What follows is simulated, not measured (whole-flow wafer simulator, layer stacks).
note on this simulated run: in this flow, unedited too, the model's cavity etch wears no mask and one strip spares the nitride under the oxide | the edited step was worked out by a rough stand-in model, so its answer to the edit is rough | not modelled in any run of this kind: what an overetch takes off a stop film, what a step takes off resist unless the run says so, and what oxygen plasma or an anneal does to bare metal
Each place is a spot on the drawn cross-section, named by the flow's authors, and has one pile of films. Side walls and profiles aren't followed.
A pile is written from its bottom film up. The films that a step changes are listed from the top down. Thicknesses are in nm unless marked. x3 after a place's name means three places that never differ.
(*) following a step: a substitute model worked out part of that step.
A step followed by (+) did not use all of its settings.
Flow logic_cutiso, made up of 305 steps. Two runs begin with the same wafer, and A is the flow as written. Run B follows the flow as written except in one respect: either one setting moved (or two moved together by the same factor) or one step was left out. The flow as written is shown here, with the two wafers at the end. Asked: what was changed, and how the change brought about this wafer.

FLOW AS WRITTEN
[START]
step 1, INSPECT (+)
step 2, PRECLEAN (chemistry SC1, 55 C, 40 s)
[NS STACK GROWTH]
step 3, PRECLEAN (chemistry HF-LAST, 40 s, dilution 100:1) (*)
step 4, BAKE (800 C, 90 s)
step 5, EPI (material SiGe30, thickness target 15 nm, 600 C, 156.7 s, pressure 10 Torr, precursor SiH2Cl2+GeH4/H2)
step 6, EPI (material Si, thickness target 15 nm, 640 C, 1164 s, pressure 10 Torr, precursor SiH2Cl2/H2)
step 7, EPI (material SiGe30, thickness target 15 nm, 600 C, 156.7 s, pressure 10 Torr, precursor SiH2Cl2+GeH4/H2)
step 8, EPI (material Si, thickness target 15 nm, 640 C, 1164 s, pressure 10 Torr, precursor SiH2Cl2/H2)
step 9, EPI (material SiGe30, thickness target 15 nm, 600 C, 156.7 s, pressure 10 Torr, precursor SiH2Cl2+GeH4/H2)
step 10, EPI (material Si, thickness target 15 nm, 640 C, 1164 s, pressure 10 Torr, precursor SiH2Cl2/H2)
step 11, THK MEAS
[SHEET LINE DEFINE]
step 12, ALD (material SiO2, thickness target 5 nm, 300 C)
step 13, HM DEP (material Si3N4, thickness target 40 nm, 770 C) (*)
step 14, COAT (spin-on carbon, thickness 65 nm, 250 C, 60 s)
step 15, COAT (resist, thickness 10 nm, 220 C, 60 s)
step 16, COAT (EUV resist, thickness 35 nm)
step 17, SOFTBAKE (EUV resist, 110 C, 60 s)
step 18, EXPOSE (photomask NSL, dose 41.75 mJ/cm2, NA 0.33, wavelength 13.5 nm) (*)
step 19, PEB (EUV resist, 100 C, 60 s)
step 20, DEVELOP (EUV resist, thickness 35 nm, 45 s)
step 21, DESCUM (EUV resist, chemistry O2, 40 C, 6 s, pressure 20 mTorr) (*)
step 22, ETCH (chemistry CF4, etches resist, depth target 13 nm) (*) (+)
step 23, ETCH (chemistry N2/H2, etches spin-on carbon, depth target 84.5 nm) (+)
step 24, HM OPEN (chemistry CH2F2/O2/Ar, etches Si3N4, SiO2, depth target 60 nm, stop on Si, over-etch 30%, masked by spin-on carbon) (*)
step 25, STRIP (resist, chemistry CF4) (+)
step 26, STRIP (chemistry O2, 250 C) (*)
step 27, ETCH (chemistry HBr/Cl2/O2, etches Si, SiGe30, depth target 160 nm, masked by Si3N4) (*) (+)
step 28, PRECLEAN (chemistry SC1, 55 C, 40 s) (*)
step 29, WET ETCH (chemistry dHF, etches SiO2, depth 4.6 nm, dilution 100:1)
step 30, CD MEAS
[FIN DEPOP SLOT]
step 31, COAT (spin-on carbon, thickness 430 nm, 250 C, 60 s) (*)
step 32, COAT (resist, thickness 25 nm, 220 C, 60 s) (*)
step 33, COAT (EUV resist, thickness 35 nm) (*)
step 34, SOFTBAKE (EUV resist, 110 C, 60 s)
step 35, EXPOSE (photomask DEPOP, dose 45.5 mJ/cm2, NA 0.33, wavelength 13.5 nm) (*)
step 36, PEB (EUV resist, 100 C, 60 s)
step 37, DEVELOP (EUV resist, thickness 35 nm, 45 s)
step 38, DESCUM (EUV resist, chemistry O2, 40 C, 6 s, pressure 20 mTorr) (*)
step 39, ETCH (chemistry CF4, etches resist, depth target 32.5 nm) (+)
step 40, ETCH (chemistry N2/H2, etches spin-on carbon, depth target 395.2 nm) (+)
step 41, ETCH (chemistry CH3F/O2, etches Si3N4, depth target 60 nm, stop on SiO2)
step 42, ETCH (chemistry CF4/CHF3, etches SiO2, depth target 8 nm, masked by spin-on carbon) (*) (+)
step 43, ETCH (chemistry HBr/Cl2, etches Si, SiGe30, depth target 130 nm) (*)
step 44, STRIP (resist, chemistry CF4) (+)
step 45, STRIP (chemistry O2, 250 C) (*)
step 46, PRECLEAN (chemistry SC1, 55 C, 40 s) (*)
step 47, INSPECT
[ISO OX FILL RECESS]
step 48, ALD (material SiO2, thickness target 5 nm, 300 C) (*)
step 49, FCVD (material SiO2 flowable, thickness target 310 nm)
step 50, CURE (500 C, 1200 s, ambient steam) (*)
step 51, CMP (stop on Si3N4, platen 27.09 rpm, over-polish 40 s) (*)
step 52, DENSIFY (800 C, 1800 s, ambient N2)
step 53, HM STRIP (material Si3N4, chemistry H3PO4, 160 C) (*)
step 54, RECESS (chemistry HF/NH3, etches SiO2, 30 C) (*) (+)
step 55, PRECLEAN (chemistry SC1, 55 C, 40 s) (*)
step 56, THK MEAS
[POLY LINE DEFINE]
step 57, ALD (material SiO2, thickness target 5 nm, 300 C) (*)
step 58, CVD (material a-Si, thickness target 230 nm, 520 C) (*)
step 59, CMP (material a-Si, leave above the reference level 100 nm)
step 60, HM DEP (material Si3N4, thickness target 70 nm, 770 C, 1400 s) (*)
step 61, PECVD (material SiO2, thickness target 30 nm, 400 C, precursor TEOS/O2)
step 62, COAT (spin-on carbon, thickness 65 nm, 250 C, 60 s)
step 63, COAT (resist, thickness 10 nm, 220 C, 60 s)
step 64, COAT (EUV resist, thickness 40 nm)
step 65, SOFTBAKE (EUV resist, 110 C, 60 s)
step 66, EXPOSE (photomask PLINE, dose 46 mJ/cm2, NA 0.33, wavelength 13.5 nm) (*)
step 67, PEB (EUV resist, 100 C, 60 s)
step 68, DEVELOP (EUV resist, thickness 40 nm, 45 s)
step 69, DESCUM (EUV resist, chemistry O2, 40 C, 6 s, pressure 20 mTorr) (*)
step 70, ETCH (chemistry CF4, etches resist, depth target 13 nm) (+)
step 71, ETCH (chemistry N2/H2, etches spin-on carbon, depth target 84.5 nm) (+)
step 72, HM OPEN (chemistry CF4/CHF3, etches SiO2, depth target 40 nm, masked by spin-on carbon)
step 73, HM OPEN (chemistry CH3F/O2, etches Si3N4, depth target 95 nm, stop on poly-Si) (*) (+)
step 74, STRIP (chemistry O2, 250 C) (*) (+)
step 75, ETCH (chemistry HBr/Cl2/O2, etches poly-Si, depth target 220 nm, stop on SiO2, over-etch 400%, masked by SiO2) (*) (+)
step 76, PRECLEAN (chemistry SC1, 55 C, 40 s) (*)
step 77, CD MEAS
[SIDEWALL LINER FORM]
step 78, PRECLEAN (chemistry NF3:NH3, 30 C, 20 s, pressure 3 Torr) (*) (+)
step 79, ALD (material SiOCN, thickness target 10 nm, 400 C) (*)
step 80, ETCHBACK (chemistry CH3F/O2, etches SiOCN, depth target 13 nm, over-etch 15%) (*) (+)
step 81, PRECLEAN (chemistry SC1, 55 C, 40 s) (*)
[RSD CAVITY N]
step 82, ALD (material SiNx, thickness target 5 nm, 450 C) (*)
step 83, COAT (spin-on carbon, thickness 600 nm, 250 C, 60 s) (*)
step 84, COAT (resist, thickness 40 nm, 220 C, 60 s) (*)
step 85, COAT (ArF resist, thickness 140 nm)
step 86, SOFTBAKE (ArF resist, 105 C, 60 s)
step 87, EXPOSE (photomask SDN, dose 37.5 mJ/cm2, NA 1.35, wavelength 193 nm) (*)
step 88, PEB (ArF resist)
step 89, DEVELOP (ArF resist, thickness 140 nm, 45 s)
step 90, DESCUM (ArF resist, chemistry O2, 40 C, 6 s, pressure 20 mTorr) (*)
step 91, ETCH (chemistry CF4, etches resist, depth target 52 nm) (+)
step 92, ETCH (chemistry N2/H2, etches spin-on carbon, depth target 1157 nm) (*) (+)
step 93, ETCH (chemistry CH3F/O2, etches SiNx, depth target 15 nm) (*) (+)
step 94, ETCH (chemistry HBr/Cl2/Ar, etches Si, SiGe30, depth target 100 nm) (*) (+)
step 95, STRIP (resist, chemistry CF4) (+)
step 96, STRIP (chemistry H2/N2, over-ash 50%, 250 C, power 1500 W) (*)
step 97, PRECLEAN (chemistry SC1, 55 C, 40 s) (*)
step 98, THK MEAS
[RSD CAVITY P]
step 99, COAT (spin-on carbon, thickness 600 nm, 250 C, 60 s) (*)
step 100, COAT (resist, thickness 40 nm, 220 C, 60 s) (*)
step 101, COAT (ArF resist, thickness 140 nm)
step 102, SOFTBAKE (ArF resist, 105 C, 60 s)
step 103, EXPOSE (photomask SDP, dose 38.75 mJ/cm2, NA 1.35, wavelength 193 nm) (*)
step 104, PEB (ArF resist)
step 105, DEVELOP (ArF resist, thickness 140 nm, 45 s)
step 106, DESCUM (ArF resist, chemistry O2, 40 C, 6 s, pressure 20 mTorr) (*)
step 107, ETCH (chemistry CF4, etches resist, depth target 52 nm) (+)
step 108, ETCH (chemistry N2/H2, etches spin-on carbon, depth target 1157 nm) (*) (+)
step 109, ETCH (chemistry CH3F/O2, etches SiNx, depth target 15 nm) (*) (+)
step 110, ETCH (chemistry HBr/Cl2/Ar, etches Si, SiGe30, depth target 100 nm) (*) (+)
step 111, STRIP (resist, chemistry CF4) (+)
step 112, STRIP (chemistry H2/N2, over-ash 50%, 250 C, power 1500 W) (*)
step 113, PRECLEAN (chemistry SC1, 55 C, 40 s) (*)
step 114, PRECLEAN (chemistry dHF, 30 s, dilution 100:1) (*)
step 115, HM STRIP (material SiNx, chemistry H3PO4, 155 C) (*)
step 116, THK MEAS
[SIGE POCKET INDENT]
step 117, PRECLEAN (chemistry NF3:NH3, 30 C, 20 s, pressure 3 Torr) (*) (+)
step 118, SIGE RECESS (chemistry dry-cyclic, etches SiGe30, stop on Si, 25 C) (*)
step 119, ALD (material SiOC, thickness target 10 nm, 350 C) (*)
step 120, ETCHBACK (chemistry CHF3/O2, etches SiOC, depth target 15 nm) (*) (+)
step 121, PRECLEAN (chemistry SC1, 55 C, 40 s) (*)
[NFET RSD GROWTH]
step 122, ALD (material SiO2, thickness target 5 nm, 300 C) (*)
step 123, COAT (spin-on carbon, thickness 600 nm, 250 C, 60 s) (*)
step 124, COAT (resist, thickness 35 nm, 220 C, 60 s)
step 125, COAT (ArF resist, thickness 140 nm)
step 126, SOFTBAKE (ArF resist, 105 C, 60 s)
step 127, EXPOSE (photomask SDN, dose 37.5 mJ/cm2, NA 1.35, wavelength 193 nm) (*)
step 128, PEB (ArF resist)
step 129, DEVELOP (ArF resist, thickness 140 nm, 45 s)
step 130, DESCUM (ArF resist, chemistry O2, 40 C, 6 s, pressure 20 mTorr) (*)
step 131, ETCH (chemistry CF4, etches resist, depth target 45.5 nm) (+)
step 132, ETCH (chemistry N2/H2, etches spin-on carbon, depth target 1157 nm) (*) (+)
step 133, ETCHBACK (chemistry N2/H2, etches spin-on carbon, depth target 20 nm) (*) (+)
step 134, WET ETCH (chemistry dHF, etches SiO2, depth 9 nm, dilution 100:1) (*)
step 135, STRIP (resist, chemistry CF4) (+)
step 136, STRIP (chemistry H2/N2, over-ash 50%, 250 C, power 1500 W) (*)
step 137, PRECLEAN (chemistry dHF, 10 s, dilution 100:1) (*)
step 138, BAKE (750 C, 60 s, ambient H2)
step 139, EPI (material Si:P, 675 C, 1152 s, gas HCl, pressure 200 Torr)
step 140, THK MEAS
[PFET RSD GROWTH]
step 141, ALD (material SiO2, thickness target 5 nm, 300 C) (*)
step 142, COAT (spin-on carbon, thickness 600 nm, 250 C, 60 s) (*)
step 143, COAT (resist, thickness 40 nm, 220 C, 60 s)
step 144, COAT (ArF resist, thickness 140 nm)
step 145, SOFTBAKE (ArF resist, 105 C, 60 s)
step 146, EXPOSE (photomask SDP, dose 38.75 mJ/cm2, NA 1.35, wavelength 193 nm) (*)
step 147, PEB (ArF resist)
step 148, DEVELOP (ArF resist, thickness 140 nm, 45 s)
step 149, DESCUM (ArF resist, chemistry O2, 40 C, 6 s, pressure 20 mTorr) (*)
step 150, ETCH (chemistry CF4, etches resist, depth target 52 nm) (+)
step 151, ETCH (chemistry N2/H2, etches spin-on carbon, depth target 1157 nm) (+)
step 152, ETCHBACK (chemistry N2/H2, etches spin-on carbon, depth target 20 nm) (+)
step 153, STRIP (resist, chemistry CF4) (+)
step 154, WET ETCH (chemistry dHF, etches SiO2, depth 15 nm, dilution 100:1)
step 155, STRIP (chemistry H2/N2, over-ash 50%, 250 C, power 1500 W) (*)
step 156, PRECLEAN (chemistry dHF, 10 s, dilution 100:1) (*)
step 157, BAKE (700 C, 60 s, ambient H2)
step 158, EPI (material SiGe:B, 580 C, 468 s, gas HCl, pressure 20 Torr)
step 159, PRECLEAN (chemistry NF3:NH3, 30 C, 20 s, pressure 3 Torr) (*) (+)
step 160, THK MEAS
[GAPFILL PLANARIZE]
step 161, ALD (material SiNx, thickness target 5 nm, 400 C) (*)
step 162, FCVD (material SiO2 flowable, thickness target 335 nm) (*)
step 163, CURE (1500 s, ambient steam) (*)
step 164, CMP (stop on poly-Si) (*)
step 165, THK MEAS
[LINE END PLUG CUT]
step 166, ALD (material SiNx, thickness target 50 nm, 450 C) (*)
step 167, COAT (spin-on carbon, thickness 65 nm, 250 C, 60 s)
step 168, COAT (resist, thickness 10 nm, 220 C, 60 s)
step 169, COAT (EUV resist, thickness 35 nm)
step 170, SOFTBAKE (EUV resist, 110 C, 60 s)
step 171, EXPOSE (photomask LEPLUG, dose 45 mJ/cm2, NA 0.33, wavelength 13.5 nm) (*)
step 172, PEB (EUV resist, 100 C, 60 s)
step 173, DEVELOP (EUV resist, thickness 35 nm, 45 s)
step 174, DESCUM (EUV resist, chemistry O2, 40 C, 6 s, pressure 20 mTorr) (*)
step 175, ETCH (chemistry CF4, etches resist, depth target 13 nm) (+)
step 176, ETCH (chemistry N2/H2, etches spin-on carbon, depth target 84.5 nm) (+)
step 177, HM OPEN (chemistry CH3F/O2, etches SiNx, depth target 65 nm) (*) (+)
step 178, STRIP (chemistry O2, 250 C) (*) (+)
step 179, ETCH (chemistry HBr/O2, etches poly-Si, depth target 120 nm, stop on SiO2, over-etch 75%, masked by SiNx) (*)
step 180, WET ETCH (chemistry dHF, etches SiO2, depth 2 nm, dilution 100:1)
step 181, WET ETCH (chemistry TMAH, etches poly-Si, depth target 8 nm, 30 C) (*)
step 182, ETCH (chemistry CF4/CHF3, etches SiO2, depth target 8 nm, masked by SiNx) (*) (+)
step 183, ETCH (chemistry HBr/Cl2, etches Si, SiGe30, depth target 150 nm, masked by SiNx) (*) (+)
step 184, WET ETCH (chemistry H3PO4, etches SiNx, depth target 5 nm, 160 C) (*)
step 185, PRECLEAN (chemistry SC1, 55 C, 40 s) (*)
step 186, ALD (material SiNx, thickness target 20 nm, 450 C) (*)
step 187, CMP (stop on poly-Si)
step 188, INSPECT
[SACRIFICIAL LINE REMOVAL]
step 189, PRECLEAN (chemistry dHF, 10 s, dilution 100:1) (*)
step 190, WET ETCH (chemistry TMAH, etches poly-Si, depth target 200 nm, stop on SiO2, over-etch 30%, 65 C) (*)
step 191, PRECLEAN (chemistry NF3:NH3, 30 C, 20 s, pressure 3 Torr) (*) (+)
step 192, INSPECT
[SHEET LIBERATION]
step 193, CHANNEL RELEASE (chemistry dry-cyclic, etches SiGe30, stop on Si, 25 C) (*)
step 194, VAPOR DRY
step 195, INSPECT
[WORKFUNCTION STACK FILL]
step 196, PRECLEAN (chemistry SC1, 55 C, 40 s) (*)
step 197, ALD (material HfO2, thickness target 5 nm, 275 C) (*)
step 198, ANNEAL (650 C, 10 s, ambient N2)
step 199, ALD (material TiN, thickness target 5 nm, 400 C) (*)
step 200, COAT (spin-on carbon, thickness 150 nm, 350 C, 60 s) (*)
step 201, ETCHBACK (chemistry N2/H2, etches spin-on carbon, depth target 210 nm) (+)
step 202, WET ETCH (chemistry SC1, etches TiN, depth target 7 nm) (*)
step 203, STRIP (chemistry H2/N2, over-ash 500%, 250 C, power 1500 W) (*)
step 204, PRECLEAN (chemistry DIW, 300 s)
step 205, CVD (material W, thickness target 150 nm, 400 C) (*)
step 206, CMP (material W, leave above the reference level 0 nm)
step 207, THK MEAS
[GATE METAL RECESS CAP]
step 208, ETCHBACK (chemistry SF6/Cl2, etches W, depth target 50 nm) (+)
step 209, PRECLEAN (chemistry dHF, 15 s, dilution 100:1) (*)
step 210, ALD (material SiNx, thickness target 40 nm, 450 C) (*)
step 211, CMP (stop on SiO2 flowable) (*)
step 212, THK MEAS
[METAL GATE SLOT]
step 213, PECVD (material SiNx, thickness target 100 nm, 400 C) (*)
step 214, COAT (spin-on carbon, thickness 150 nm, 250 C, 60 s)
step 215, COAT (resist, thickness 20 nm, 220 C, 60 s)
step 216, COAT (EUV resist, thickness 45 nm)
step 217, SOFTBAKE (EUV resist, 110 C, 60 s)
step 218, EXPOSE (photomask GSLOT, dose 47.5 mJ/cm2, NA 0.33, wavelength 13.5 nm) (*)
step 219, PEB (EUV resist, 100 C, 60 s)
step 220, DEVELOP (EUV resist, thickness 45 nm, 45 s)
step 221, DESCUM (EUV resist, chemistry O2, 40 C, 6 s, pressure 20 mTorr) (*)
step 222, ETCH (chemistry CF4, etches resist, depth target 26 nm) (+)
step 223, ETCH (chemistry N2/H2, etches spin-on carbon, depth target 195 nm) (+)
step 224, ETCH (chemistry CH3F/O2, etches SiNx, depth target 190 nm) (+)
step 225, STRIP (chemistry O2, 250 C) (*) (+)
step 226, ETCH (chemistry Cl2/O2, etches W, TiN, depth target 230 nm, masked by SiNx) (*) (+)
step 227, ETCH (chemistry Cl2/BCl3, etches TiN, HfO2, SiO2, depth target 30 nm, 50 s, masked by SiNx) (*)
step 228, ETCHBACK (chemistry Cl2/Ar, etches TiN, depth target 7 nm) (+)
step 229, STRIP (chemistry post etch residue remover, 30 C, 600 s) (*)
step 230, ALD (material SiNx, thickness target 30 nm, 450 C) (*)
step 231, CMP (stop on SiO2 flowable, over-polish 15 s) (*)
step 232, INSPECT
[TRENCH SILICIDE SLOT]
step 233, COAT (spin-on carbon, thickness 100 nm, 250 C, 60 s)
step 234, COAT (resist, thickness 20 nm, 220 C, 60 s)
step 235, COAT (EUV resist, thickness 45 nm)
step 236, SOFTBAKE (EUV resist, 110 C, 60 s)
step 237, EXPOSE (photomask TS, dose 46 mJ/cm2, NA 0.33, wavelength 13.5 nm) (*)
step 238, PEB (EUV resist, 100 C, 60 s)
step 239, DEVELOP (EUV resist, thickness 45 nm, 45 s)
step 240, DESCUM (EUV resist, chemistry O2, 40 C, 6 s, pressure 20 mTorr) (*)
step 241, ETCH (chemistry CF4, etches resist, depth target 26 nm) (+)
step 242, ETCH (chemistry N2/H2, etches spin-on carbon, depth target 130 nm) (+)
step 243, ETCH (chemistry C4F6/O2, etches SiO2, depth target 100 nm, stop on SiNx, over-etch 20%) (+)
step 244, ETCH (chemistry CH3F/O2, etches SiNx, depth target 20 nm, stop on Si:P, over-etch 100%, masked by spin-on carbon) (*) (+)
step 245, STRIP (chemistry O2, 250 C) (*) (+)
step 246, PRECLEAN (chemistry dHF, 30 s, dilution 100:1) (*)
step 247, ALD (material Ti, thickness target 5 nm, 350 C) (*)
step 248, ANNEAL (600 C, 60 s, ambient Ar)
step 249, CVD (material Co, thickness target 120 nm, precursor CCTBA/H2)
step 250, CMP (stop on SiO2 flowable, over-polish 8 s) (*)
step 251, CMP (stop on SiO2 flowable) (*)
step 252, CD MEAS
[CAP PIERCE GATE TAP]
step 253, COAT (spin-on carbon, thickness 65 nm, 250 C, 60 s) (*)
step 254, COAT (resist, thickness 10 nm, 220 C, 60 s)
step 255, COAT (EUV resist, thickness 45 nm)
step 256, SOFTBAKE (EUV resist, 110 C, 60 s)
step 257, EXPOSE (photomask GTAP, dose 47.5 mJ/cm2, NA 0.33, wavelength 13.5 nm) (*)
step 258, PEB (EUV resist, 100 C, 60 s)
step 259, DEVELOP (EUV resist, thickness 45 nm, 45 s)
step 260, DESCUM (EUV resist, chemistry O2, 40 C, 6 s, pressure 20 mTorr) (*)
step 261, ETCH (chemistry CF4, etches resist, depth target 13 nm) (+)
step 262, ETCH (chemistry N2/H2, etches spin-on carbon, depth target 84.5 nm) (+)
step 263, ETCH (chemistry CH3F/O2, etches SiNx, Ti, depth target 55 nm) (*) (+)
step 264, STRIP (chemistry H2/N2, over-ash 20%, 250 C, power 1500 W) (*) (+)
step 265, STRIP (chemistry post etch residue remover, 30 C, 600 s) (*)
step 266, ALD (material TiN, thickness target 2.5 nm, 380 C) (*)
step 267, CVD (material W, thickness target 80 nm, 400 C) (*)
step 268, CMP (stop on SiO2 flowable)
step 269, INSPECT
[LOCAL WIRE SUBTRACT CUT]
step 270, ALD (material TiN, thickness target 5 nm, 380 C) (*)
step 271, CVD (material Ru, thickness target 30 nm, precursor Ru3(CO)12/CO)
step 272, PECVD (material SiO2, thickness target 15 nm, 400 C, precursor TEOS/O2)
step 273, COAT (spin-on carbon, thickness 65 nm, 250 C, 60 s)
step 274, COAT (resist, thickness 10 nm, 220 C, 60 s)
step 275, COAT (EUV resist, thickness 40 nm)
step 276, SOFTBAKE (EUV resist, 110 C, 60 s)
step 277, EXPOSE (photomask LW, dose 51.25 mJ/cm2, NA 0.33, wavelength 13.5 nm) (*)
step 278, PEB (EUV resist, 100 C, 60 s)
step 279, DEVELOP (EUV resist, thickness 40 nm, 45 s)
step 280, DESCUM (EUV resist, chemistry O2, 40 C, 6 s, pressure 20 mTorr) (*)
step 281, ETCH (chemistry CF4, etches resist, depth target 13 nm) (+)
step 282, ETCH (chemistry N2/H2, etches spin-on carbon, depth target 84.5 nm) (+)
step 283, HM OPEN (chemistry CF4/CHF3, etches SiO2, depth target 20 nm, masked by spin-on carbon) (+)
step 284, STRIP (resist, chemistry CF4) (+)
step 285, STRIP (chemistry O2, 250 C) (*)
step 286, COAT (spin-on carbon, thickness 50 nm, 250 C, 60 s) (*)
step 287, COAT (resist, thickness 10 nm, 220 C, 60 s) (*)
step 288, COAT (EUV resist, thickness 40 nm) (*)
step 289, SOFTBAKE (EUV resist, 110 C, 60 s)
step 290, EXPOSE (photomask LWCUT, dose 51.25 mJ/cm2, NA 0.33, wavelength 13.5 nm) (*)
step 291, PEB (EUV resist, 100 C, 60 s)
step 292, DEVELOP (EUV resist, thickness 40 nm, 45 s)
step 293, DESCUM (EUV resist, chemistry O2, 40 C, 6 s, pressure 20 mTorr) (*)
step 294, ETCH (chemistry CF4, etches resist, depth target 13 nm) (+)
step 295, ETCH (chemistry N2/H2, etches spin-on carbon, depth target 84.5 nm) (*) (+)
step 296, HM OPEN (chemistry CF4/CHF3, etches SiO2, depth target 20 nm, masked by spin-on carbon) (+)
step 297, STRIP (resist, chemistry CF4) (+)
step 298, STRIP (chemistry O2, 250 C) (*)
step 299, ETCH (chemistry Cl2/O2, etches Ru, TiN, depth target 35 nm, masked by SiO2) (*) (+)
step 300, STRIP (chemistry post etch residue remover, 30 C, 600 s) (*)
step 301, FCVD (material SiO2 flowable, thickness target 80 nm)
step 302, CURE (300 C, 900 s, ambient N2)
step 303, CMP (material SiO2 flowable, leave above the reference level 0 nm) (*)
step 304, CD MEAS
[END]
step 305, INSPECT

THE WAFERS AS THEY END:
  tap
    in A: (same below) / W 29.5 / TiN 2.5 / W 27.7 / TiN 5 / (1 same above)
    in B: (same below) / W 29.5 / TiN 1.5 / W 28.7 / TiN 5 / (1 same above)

What caused this: step 266, ALD: thickness target 1.5 nm was run, though the flow has thickness target 2.5 nm.
The wafer lets one read it off: tap has TiN 1.5, and step 266 as written asks for 2.5 nm.

The path from the change to this, step by step:
  step 266, ALD (material TiN, thickness target 2.5 nm, 380 C) (*)
      depop, dpovl, gfld and 19 more: A TiN gains 2.5 (new film) | B TiN gains 1.5 (new film)
  step 268, CMP (stop on SiO2 flowable)
      depop, dpovl, gfld and 9 more: A W loses 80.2 (all of it), TiN loses 2.5 (all of it), SiNx loses 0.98 | B W loses 80.2 (all of it), TiN loses 1.5 (all of it), SiNx loses 0.98
      lnr, lnri, lnrp, lnrt: A W loses 80 (all of it), TiN loses 2.5 (all of it), SiOCN loses 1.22 | B W loses 80 (all of it), TiN loses 1.5 (all of it), SiOCN loses 1.22
      (also at 5 further places)
